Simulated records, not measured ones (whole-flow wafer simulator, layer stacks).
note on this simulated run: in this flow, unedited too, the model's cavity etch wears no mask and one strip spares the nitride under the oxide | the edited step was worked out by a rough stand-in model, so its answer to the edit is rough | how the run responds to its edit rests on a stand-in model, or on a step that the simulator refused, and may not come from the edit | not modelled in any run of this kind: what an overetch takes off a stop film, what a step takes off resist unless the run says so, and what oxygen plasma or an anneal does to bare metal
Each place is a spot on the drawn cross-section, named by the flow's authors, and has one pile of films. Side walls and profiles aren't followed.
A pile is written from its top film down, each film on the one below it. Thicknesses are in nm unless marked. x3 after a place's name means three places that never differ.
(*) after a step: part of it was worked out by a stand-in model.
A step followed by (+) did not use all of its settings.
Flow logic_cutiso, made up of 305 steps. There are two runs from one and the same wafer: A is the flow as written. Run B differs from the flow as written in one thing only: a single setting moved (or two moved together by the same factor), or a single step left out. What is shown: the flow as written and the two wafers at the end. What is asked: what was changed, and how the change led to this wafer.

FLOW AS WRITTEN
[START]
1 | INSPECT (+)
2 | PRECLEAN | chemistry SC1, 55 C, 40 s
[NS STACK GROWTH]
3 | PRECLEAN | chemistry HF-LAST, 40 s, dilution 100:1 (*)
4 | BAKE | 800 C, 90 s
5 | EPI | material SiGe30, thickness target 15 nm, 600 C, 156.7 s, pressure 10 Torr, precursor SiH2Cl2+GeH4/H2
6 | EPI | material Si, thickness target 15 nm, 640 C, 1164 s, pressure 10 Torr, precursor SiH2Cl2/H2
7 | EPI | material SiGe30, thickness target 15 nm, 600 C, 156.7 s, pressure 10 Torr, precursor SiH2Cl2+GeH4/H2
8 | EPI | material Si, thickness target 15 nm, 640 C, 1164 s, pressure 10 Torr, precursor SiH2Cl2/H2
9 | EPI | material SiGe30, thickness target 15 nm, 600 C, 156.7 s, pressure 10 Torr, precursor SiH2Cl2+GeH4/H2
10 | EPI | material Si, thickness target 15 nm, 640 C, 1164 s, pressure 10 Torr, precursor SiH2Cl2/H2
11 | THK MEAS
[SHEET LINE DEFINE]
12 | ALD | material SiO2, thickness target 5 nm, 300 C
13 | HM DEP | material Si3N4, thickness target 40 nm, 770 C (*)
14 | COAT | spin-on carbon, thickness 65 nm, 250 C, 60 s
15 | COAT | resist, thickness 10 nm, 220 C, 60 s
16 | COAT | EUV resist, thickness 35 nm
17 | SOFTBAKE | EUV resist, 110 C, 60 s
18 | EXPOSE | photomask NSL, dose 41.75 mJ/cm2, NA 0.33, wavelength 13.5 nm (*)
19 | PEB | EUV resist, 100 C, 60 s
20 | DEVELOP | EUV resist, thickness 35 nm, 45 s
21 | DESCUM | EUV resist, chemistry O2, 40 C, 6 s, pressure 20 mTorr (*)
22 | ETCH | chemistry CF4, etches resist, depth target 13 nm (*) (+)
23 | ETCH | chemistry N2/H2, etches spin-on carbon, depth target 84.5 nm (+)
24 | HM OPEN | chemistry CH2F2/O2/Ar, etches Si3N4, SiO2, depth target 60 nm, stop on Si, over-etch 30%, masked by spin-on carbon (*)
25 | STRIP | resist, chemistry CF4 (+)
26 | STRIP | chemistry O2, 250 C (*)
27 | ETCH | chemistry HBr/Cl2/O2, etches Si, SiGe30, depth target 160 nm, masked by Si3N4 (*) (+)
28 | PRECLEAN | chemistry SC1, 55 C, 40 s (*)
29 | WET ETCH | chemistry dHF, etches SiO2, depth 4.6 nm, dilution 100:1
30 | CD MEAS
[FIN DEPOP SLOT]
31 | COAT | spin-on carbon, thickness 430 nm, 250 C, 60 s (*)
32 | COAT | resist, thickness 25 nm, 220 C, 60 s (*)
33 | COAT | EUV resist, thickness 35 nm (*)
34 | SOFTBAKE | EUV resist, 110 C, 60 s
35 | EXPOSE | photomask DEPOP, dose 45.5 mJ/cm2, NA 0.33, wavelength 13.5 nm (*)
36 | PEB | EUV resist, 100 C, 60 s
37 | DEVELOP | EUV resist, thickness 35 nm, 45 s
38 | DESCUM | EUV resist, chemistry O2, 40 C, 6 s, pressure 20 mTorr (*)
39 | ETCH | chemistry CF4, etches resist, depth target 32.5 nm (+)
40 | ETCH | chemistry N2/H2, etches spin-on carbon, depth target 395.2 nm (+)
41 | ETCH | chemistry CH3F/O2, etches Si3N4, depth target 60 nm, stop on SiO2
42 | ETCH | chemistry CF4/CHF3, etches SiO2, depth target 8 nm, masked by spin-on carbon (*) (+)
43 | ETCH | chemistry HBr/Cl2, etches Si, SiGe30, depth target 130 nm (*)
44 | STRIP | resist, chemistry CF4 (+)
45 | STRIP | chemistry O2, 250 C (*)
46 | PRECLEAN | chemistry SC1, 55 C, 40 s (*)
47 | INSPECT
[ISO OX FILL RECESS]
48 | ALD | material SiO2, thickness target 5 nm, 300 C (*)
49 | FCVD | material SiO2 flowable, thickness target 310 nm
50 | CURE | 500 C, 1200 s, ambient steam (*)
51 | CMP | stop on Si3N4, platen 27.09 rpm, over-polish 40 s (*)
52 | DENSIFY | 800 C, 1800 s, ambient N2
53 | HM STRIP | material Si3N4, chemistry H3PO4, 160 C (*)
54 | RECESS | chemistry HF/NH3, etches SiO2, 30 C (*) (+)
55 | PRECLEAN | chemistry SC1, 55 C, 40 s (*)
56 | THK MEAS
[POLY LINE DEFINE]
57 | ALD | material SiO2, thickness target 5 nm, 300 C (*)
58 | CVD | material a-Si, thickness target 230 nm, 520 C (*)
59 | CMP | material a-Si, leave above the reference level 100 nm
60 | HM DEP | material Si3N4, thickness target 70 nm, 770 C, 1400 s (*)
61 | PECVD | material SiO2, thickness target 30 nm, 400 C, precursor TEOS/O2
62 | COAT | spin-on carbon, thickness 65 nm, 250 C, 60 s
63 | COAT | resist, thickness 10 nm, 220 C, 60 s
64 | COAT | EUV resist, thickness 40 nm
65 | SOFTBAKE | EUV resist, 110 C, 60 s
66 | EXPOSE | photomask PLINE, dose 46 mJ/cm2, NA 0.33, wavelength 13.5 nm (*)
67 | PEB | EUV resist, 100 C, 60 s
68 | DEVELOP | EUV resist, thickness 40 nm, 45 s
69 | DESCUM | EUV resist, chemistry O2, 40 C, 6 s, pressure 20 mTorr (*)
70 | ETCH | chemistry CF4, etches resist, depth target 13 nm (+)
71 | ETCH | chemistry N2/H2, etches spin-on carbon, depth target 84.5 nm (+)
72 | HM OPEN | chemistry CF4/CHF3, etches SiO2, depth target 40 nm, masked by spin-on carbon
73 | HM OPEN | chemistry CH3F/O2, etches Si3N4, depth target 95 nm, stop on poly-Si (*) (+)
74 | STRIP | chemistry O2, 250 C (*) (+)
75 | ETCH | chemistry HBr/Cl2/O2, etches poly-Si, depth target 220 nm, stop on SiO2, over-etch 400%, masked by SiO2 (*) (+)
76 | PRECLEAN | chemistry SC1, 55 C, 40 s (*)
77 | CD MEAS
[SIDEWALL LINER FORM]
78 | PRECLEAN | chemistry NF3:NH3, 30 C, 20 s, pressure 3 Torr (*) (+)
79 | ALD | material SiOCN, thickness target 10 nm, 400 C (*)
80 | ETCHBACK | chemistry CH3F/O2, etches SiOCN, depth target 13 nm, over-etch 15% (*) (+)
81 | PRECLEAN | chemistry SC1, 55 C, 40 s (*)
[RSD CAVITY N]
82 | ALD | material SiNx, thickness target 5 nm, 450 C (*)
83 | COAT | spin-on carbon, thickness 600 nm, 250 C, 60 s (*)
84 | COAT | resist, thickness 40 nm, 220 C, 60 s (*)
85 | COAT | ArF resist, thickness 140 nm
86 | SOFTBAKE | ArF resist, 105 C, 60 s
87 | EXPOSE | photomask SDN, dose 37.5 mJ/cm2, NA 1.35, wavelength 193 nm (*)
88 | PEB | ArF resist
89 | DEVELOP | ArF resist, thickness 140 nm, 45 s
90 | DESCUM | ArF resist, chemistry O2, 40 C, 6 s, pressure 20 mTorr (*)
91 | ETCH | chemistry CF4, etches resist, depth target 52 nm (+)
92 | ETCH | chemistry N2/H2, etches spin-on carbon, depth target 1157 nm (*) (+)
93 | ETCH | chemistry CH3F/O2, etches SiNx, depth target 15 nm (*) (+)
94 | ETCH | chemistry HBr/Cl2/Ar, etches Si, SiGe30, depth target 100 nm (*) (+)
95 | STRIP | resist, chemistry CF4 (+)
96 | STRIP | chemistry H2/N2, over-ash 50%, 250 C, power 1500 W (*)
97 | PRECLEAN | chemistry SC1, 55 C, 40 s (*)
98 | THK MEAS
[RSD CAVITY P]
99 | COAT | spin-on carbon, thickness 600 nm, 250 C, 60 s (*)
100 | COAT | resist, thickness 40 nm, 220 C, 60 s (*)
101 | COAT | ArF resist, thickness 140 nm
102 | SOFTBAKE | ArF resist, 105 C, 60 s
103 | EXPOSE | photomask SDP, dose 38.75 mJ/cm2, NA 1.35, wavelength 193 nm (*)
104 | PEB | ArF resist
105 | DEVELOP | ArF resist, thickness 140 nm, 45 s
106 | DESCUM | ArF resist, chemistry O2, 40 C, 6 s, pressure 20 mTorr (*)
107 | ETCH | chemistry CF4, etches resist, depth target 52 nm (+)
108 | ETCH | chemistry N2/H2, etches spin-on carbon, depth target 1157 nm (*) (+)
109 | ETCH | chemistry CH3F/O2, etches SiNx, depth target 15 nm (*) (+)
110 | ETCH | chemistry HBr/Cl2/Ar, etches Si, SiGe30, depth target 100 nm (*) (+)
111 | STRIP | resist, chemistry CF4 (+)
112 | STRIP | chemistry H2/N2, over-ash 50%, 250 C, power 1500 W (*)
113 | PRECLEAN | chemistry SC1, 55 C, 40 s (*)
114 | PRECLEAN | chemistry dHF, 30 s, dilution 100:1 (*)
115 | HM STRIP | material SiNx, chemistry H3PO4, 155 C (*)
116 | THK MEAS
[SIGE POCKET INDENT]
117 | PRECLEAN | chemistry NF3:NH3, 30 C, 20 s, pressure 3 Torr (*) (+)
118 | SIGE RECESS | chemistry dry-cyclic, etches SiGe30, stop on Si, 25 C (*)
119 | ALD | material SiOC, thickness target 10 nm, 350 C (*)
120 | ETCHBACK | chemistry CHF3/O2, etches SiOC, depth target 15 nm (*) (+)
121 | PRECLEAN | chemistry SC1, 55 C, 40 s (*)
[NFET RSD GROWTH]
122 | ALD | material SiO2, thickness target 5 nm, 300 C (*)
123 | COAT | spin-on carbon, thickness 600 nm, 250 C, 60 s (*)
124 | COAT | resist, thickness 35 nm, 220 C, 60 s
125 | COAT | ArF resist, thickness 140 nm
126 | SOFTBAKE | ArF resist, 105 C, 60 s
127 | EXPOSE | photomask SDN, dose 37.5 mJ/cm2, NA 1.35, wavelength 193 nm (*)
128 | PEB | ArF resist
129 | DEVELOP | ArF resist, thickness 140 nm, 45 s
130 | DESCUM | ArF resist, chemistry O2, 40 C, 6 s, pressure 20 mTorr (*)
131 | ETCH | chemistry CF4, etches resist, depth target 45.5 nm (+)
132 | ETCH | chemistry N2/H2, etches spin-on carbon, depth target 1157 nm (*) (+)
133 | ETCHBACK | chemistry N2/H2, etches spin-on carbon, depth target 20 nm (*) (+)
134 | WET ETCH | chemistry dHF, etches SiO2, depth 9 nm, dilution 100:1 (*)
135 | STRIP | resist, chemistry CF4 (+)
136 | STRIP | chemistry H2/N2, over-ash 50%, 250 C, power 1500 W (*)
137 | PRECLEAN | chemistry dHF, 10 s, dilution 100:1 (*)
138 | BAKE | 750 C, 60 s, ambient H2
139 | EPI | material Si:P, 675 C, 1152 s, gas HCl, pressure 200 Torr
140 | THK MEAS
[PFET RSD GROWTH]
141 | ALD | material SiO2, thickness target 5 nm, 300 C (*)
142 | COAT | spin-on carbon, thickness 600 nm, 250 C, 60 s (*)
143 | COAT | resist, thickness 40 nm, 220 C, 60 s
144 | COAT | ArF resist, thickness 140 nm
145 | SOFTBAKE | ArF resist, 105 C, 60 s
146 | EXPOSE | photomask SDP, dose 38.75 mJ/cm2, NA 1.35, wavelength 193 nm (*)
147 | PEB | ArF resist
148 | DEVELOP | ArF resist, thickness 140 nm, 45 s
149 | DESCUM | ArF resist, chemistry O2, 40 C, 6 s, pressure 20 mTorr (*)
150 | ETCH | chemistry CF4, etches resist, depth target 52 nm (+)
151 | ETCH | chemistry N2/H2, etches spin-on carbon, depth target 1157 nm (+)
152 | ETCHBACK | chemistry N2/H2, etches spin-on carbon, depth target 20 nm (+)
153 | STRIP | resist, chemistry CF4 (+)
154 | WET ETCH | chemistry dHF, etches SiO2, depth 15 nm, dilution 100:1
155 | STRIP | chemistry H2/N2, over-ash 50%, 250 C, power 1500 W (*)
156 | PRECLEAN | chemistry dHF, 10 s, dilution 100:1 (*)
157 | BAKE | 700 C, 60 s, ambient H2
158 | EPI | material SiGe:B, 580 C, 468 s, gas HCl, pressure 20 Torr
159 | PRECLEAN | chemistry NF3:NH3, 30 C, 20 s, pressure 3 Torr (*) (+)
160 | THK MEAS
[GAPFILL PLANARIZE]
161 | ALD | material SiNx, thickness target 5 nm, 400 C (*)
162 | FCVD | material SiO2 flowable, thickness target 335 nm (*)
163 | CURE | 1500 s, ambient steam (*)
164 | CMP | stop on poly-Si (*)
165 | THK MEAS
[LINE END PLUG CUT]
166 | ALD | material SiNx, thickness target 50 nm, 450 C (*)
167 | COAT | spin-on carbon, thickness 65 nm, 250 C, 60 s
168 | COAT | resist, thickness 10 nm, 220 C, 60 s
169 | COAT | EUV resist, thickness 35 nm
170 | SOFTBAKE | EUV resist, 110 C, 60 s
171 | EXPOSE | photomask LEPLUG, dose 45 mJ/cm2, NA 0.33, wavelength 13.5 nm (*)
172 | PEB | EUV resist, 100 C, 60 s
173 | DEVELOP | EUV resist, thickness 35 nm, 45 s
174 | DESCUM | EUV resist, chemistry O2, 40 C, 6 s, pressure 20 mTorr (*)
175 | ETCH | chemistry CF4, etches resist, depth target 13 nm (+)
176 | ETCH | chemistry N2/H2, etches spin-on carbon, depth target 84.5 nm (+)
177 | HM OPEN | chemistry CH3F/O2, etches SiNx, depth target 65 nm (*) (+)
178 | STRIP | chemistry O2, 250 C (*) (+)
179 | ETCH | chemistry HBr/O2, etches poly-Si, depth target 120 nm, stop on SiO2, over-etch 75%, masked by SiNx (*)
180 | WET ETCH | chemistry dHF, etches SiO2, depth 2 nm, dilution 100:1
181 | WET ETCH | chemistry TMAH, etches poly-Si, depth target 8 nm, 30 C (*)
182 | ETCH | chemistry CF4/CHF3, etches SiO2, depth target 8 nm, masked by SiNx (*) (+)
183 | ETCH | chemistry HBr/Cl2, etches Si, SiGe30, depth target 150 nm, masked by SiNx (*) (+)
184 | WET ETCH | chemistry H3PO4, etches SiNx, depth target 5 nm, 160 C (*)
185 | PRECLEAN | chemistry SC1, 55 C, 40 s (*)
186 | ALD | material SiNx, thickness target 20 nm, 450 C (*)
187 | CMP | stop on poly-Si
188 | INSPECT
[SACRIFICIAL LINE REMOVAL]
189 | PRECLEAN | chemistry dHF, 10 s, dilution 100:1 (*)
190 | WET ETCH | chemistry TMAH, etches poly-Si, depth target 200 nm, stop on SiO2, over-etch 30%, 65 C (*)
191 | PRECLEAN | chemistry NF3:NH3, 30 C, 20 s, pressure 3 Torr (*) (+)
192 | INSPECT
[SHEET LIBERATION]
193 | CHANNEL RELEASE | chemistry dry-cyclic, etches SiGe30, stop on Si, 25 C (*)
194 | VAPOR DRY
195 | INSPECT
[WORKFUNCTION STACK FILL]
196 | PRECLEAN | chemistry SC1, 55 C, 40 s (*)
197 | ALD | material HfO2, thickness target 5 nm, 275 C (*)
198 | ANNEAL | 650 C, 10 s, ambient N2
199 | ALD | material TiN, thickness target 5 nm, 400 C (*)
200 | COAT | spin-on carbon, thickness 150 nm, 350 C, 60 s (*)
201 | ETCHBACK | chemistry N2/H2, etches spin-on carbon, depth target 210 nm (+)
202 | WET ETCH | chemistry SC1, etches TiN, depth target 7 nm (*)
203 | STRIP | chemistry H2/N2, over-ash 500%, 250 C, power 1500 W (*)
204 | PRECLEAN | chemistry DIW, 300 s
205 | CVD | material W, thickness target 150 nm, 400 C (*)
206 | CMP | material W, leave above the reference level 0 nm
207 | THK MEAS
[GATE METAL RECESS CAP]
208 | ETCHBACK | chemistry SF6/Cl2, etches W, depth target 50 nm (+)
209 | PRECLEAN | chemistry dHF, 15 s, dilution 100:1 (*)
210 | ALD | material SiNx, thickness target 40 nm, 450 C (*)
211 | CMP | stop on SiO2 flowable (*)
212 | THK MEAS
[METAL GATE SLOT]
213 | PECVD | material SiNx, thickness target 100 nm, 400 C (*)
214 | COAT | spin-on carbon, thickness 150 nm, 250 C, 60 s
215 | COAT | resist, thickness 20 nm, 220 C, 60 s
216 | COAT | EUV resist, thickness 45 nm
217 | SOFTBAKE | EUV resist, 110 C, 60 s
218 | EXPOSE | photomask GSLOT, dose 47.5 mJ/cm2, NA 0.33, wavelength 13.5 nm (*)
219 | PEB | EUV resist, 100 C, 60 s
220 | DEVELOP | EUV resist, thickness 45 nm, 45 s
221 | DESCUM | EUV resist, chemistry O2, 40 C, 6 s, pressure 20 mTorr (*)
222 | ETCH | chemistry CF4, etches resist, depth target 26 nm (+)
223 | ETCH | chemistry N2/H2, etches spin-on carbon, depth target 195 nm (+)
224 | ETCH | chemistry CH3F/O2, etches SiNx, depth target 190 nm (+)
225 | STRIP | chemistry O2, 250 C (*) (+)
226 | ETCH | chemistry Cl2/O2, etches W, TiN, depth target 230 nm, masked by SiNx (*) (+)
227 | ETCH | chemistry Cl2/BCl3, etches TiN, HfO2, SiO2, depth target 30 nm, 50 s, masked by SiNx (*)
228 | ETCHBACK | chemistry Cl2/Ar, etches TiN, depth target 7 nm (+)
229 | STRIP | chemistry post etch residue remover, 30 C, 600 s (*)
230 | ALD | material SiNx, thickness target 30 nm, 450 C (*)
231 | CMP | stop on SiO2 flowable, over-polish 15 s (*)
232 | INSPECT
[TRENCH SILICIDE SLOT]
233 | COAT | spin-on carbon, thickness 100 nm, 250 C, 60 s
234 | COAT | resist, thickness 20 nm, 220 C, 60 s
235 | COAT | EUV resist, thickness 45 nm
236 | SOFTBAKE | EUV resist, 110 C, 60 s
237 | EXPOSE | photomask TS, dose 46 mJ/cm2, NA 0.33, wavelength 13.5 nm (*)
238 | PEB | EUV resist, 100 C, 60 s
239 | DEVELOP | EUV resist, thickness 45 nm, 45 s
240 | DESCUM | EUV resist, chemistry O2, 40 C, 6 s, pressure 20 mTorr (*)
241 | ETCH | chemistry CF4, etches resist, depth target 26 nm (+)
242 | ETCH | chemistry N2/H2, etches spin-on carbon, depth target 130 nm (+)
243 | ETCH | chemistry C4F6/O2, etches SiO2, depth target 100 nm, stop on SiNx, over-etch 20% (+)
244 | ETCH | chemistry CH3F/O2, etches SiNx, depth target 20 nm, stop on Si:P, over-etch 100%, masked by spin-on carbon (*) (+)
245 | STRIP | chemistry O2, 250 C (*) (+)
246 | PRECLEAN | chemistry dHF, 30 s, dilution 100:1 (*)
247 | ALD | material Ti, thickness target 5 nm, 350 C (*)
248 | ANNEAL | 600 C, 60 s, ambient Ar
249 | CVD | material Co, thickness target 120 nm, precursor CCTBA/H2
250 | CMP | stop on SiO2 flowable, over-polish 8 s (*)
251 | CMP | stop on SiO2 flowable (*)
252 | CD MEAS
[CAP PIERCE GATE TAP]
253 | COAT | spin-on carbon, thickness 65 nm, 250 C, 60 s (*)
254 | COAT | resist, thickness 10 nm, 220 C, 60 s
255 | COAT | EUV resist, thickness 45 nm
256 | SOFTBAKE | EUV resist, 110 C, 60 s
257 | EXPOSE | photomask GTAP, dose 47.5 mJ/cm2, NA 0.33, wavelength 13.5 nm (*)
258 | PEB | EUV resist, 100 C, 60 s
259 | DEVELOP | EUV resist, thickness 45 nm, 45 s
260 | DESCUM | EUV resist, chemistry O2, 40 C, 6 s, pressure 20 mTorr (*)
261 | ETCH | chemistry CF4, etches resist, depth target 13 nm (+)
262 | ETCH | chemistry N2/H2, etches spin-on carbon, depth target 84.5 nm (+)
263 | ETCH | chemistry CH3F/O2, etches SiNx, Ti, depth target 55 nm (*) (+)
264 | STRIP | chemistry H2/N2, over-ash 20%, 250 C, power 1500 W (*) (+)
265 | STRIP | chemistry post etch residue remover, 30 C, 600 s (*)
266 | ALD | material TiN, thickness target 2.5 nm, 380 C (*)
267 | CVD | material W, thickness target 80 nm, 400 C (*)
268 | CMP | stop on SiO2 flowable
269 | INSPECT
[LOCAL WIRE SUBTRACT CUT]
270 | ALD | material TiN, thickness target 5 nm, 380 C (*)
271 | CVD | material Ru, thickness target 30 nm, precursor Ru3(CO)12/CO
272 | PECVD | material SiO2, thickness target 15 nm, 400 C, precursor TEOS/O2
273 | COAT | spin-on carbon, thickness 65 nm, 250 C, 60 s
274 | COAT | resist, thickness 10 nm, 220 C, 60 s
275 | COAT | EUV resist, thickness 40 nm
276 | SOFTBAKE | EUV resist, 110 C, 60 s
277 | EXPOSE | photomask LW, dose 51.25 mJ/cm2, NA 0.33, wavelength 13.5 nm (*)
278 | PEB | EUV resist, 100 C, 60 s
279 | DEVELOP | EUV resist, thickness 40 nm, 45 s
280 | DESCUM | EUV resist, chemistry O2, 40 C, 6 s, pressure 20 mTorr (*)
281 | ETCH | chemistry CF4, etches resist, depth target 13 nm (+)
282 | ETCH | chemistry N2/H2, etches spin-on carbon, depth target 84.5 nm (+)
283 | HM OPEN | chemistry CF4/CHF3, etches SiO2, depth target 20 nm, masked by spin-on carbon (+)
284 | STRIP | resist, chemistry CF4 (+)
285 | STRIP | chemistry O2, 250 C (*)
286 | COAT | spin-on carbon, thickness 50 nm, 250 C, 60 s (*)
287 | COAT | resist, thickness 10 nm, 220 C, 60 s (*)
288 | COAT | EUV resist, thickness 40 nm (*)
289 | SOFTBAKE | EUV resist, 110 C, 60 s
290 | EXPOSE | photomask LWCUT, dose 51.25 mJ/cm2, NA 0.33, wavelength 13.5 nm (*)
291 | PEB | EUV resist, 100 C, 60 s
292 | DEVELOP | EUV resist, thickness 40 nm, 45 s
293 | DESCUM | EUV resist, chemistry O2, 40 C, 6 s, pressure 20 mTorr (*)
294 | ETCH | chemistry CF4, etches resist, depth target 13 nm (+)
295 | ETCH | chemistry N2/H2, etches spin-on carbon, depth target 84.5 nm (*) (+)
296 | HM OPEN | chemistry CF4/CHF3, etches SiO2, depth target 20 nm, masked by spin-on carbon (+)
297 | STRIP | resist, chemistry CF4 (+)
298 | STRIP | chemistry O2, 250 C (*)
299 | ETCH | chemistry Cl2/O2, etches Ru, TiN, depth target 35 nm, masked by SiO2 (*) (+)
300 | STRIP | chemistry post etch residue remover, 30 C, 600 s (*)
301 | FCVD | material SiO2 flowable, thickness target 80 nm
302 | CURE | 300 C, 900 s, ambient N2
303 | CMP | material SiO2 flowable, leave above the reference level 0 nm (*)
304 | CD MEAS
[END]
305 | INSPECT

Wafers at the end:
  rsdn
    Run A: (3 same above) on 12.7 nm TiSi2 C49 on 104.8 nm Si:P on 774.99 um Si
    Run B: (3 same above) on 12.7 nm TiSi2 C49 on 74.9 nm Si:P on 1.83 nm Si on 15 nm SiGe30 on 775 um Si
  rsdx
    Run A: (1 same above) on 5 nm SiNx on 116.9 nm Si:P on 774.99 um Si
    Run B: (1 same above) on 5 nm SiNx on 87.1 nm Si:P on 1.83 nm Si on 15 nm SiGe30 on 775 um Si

The reason: step 94, ETCH: depth target 65 nm was run, though the flow has depth target 100 nm.

The path from the change to this, step by step:
  94 | ETCH | chemistry HBr/Cl2/Ar, etches Si, SiGe30, depth target 100 nm (*) (+)
      rsdn, rsdx: A chemical SiO2 loses 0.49 (all of it), Si loses 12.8 (all of it), SiGe30 loses 15 (all of it), Si loses 15 (all of it), SiGe30 loses 15 (all of it), Si loses 15 (all of it), SiGe30 loses 15 (all of it), Si loses 12.2 | B chemical SiO2 loses 0.49 (all of it), Si loses 12.8 (all of it), SiGe30 loses 15 (all of it), Si loses 15 (all of it), SiGe30 loses 15 (all of it), Si loses 7.17
  99 | COAT | spin-on carbon, thickness 600 nm, 250 C, 60 s (*)
      rsdn, rsdx: A spin-on carbon gains 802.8 (new film) | B spin-on carbon gains 773.6 (new film)
  112 | STRIP | chemistry H2/N2, over-ash 50%, 250 C, power 1500 W (*)
      rsdn, rsdx: A spin-on carbon loses 802.8 (all of it) | B spin-on carbon loses 773.6 (all of it)
  120 | ETCHBACK | chemistry CHF3/O2, etches SiOC, depth target 15 nm (*) (+)
      rsdn, rsdx: A SiOC loses 10 (all of it) | B SiOC loses 10 (all of it), Si loses 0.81
  123 | COAT | spin-on carbon, thickness 600 nm, 250 C, 60 s (*)
      rsdn, rsdx: A spin-on carbon gains 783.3 (new film) | B spin-on carbon gains 753.7 (new film)
  132 | ETCH | chemistry N2/H2, etches spin-on carbon, depth target 1157 nm (*) (+)
      rsdn, rsdx: A spin-on carbon loses 778.1 (all of it) | B spin-on carbon loses 748.4 (all of it), SiO2 loses 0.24
      depop, dpovl, gfld and 12 more: A ArF resist loses 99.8 (all of it), resist loses 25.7 | B ArF resist loses 99.8 (all of it), resist loses 25.1
  135 | STRIP | resist, chemistry CF4 (+)
      rsdn, rsdx: A nothing | B Si loses 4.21
      depop, dpovl, gxf, isow, lnrp, ns, nsgap, plug: A resist loses 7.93 (all of it) | B resist loses 8.6 (all of it)
      (and at 12 other places as well)
  139 | EPI | material Si:P, 675 C, 1152 s, gas HCl, pressure 200 Torr
      rsdn, rsdx: A Si:P gains 116.9 (new film) | B Si:P gains 87.1 (new film)
